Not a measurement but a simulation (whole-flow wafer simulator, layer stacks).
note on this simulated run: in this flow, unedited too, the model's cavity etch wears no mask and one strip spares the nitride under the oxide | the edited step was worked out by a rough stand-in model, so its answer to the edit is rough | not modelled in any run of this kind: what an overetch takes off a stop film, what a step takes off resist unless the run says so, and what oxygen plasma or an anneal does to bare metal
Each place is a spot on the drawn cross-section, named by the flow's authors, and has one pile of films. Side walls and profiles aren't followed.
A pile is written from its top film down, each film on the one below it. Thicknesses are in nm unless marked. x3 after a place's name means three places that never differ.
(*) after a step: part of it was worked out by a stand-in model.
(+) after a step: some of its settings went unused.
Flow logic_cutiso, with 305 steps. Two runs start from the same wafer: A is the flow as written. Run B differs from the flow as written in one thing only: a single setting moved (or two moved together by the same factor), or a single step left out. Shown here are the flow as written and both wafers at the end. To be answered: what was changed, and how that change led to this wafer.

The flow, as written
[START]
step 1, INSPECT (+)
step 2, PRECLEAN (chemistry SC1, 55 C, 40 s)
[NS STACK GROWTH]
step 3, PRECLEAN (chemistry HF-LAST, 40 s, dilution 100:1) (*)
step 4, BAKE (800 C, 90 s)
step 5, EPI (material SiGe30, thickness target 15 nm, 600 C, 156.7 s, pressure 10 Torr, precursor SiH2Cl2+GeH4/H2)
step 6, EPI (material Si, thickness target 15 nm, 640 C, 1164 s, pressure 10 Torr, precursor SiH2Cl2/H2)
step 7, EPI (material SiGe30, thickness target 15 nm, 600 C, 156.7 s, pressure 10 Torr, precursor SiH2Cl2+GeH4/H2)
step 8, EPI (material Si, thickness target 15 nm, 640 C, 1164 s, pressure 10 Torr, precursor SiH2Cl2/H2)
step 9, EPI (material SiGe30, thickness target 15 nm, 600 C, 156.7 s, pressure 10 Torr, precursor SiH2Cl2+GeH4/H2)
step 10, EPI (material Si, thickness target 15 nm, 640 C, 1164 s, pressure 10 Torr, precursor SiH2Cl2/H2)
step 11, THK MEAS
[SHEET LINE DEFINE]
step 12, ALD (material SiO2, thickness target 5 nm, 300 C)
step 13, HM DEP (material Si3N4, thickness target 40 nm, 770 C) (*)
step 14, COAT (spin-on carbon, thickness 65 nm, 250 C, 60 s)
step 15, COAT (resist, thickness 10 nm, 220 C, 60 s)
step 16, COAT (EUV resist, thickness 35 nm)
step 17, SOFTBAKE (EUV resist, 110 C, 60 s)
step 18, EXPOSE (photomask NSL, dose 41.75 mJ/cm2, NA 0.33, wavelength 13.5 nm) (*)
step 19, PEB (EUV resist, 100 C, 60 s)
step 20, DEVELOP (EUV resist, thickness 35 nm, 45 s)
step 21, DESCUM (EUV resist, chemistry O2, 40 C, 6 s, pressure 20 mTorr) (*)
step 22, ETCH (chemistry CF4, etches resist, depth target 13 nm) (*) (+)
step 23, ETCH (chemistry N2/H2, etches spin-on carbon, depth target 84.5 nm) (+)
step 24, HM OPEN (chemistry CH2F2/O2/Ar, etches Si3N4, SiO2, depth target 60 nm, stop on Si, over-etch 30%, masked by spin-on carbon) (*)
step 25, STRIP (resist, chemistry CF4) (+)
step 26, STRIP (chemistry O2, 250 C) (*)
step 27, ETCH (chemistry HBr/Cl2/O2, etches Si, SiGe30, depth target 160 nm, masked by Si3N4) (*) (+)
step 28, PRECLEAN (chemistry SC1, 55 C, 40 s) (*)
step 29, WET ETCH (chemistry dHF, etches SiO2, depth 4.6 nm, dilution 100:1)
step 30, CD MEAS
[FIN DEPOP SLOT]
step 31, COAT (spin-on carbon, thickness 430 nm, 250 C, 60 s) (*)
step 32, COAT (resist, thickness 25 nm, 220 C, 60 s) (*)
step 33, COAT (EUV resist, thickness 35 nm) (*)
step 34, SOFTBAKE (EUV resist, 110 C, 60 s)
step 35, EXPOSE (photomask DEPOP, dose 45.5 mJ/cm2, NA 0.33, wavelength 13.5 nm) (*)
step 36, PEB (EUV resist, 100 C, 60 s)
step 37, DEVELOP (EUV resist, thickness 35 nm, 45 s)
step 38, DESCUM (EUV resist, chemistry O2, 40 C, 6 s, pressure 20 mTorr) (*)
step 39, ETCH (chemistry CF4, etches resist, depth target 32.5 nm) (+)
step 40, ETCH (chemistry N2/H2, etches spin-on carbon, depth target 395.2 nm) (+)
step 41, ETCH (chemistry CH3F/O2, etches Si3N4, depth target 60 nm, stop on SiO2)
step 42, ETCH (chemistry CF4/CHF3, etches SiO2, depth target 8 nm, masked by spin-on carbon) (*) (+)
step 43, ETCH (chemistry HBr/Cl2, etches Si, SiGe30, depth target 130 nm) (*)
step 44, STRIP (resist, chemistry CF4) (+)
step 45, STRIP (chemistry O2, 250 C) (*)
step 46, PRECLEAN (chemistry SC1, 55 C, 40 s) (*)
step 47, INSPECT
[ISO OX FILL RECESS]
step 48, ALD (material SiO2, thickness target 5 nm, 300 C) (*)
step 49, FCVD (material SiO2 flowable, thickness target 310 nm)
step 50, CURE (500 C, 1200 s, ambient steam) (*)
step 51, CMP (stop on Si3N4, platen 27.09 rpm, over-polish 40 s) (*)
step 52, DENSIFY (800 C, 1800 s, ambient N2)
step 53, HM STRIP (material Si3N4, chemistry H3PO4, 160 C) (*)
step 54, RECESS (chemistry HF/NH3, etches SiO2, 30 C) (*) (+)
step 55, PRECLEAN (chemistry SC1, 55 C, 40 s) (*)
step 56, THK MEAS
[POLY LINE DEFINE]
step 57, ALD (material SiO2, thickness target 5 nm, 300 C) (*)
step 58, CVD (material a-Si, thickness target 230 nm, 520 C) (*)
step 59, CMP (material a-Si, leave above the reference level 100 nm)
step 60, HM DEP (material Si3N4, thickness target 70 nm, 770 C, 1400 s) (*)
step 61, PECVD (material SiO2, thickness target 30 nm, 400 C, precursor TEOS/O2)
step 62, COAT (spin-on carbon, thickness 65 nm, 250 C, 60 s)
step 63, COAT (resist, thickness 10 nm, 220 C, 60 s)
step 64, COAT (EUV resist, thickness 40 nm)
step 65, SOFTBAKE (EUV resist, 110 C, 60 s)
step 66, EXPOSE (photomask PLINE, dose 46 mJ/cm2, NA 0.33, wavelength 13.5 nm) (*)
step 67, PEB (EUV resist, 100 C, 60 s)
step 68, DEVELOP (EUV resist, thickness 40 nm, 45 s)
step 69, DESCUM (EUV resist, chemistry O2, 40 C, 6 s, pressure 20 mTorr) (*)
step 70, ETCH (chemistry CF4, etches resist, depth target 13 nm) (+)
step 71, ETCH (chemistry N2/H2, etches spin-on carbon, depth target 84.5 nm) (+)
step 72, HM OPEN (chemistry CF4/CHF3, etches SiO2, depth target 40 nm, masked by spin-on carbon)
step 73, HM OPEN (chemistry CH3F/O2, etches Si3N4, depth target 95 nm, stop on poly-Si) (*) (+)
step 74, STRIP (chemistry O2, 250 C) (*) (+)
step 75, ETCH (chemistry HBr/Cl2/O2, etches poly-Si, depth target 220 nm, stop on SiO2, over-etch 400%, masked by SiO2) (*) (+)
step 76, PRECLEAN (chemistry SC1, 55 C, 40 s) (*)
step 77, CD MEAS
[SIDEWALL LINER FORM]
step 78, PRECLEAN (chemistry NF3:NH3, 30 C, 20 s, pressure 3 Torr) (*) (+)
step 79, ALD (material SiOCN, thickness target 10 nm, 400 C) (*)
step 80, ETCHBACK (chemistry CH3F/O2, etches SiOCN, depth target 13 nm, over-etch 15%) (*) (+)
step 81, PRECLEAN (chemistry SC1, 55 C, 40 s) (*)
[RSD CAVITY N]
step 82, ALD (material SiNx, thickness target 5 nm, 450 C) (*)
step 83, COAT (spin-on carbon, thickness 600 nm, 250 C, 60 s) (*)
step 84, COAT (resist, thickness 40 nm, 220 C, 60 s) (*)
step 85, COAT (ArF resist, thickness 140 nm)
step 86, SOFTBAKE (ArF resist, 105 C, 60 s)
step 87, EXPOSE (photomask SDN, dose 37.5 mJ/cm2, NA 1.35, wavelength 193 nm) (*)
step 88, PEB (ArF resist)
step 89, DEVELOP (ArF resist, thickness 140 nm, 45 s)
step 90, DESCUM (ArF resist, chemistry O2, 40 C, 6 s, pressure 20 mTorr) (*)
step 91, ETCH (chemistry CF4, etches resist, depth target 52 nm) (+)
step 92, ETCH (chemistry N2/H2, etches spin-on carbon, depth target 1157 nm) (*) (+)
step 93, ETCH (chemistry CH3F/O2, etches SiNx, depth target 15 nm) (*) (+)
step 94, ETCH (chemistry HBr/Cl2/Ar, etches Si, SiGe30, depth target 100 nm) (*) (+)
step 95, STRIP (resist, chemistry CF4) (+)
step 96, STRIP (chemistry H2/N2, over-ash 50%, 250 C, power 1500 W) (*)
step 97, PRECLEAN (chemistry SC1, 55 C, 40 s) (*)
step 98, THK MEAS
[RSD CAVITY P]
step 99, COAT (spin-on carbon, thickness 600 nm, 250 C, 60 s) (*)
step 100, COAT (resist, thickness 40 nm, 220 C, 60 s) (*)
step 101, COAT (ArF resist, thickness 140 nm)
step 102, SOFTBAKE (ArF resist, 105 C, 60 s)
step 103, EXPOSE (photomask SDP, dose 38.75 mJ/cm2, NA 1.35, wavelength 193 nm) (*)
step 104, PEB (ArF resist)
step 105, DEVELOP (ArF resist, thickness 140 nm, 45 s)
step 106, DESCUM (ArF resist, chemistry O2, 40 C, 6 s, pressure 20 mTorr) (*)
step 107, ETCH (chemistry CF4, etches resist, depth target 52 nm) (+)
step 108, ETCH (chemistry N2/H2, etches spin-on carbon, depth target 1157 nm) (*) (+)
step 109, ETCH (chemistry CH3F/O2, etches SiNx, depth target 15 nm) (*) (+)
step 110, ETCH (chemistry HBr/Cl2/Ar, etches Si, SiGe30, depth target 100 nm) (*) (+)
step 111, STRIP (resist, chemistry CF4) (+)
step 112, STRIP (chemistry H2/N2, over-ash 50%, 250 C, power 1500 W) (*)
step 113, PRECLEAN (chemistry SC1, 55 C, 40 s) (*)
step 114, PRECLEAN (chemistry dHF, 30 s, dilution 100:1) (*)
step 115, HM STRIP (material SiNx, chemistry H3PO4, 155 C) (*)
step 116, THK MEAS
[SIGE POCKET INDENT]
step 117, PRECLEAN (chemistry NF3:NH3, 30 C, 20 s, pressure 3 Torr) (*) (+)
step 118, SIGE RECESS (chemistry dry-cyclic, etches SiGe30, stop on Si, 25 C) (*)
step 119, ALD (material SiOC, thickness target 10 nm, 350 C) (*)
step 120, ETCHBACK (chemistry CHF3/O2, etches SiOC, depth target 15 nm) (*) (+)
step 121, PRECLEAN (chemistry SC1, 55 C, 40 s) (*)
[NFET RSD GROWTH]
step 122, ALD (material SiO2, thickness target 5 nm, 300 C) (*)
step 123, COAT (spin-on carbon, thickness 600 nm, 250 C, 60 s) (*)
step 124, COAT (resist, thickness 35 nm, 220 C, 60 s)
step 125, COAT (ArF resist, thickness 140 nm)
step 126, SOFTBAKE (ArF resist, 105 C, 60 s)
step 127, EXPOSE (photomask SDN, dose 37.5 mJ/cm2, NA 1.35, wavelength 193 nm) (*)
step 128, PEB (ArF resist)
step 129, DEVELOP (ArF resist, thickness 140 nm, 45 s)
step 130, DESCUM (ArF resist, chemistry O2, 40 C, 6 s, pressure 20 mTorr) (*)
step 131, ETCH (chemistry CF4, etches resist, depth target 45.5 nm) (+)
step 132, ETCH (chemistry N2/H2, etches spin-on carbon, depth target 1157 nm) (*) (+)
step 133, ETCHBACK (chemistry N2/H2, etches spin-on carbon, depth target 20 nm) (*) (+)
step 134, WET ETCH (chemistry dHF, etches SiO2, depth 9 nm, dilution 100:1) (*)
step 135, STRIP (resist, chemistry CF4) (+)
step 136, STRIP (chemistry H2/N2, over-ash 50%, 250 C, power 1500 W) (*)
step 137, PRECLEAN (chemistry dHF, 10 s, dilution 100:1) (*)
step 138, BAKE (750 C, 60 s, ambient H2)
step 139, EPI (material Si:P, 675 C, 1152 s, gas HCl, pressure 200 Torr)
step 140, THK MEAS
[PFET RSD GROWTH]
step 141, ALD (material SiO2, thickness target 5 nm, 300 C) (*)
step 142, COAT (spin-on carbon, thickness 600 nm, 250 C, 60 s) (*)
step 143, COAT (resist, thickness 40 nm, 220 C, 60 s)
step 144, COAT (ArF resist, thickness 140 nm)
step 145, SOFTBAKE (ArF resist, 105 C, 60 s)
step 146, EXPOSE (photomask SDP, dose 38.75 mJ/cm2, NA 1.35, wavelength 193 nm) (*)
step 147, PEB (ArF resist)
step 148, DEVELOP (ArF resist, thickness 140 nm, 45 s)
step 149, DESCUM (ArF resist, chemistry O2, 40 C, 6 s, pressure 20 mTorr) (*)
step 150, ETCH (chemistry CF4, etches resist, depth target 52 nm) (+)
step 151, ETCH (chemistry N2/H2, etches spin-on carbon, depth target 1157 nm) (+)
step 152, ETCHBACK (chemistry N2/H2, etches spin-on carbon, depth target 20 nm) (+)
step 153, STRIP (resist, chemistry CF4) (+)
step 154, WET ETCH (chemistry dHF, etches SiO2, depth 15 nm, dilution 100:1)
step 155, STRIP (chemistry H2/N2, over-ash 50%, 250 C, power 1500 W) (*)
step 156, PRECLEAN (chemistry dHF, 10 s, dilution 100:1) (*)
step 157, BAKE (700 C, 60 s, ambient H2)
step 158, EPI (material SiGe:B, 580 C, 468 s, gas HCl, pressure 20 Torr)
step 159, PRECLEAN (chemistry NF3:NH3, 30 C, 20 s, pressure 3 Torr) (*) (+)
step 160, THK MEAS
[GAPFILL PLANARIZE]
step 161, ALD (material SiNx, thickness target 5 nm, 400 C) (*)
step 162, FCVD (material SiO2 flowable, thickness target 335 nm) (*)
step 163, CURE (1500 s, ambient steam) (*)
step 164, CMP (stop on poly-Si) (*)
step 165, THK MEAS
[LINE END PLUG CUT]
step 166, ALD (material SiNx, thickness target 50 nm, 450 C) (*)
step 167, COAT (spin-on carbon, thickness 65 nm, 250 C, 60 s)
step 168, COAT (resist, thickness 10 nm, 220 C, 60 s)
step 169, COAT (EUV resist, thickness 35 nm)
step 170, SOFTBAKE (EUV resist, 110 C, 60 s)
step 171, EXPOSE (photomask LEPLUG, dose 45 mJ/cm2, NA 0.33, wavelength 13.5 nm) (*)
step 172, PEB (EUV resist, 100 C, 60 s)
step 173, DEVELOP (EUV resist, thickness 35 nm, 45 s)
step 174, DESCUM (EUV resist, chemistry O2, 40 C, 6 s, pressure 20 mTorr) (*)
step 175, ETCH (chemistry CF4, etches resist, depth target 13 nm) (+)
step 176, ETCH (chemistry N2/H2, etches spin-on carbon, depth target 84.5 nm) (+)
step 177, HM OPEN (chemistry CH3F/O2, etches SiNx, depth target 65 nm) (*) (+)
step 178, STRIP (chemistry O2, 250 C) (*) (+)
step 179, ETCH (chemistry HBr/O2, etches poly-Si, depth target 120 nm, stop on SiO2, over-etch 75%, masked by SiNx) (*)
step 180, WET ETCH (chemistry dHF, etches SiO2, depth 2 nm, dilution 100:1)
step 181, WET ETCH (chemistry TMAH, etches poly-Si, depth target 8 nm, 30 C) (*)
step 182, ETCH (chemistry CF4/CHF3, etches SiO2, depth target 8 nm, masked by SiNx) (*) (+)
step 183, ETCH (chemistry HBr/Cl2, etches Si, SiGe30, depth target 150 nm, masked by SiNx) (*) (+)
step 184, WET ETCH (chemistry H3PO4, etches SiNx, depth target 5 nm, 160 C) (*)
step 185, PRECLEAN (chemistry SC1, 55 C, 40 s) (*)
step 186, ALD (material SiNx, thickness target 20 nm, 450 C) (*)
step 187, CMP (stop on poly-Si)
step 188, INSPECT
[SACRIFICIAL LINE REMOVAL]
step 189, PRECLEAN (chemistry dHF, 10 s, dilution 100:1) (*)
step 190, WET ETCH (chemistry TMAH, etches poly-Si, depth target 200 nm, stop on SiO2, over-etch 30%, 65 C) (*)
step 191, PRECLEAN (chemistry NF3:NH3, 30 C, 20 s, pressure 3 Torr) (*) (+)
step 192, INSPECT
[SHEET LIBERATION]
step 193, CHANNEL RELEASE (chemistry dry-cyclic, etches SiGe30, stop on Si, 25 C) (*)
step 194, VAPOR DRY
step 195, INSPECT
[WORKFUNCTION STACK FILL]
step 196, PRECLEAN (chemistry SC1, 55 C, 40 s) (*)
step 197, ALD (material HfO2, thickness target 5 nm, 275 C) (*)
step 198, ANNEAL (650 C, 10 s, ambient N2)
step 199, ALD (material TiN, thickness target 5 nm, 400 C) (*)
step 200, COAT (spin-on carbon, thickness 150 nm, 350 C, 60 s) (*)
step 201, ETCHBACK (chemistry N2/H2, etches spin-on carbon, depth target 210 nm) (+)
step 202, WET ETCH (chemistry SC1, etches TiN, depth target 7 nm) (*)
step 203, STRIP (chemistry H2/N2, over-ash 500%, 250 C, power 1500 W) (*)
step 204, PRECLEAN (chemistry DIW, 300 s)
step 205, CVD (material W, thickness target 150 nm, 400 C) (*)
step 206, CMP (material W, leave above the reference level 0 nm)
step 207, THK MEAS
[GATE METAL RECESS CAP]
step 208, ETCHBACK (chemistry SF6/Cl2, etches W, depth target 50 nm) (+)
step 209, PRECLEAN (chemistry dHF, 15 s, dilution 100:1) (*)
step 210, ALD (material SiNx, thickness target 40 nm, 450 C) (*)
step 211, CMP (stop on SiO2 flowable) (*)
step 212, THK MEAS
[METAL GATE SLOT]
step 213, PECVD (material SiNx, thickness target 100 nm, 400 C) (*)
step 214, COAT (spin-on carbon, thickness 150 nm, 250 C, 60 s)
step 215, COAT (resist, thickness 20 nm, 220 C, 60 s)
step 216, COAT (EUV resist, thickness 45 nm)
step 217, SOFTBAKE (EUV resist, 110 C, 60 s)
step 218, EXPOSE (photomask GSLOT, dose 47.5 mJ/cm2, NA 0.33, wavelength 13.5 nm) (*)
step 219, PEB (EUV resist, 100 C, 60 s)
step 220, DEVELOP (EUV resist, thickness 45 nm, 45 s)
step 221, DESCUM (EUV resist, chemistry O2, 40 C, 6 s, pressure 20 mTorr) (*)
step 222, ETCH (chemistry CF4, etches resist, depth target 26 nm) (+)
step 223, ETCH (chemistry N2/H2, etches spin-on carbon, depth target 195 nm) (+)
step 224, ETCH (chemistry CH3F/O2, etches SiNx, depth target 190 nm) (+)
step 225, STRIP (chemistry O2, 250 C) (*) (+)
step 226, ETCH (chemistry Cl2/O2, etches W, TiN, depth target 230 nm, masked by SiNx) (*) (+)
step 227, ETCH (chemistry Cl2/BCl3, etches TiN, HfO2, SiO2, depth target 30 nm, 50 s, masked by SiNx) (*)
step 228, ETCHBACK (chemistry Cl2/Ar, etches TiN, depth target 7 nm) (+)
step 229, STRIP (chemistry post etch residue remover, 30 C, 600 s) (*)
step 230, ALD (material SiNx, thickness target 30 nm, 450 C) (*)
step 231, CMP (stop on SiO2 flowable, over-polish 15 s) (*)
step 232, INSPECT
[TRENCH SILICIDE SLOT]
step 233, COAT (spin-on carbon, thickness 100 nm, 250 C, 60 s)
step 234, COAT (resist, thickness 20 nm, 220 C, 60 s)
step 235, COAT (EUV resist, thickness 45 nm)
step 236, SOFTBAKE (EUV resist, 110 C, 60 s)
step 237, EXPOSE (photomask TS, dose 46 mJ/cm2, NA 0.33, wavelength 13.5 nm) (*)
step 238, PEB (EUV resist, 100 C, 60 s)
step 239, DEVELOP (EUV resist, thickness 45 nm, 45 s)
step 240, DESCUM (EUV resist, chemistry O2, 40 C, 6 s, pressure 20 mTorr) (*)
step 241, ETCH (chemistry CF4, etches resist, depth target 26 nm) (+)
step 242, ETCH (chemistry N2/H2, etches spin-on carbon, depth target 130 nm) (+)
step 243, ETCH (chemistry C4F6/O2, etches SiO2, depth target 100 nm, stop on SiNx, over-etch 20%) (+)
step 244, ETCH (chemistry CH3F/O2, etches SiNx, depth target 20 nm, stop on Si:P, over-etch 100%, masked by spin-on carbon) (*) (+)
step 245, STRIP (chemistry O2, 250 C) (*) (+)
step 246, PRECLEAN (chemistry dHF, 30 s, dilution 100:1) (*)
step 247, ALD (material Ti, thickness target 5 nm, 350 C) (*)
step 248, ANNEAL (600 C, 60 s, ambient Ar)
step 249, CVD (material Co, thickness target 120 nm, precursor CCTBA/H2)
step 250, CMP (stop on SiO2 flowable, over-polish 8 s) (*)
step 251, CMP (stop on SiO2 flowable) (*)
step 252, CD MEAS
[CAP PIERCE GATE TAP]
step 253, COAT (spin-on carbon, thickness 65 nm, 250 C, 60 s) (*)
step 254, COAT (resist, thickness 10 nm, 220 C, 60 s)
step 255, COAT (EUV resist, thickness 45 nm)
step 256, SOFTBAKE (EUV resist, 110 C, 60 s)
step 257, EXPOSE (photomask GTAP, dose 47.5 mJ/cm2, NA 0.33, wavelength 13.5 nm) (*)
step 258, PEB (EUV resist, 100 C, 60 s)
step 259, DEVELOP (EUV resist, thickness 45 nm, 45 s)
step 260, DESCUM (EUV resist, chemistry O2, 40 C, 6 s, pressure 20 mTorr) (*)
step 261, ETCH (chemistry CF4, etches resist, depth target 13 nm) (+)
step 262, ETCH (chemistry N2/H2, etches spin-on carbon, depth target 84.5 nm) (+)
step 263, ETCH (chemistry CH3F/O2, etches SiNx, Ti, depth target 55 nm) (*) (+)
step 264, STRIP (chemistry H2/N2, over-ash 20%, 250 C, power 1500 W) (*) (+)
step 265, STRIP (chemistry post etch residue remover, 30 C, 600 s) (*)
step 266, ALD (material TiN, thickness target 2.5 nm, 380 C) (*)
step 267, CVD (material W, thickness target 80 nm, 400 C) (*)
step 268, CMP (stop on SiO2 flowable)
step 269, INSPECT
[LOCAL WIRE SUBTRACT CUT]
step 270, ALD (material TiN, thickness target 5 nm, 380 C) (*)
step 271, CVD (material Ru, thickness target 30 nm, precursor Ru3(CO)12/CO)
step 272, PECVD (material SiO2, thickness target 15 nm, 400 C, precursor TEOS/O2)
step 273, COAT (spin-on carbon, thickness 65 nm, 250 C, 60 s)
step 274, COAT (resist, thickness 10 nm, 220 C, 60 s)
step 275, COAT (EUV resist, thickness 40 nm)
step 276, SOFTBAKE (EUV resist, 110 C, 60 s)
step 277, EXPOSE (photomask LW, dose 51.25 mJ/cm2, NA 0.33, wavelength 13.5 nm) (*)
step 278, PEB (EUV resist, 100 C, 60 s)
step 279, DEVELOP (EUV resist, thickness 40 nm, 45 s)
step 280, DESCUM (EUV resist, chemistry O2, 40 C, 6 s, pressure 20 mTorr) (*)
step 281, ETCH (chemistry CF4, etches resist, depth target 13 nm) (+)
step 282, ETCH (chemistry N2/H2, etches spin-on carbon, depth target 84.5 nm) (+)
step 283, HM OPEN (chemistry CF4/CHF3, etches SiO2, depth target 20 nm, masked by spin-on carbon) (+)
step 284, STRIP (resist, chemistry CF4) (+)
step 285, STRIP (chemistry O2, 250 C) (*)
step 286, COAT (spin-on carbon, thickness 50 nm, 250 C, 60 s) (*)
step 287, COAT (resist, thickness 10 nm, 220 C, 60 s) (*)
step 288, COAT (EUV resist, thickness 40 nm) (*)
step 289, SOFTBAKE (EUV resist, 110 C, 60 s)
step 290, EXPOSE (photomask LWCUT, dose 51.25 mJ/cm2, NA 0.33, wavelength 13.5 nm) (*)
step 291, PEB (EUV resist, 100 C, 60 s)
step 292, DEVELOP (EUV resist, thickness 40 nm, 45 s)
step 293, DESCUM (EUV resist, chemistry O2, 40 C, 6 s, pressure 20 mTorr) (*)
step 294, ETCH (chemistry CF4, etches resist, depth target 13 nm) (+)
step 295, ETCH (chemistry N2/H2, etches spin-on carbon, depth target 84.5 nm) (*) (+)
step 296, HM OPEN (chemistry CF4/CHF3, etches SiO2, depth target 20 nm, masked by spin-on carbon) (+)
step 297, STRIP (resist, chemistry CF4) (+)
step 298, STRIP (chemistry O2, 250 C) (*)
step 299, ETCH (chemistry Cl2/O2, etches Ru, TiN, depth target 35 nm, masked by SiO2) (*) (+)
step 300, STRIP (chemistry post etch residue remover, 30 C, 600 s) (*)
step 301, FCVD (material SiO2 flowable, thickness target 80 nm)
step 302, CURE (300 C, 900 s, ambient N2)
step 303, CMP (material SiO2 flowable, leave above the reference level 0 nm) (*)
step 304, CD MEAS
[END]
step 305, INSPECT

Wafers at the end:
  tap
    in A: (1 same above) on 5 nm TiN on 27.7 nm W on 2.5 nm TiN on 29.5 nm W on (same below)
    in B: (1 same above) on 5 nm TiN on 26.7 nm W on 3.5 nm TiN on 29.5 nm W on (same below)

Cause: step 266, ALD: thickness target 3.5 nm was run, while the flow as written has thickness target 2.5 nm.
The wafer itself shows it: tap has TiN 3.5, and step 266 as written asks for 2.5 nm.

How this came from the change, step by step:
  step 266, ALD (material TiN, thickness target 2.5 nm, 380 C) (*)
      depop, dpovl, gfld and 19 more: A +2.5 TiN (new film) | B +3.5 TiN (new film)
  step 268, CMP (stop on SiO2 flowable)
      depop, dpovl, gfld and 9 more: A -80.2 W (all of it), -2.5 TiN (all of it), -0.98 SiNx | B -80.2 W (all of it), -3.5 TiN (all of it), -0.98 SiNx
      lnr, lnri, lnrp, lnrt: A -80 W (all of it), -2.5 TiN (all of it), -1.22 SiOCN | B -80 W (all of it), -3.5 TiN (all of it), -1.22 SiOCN
      (and at 5 other places as well)
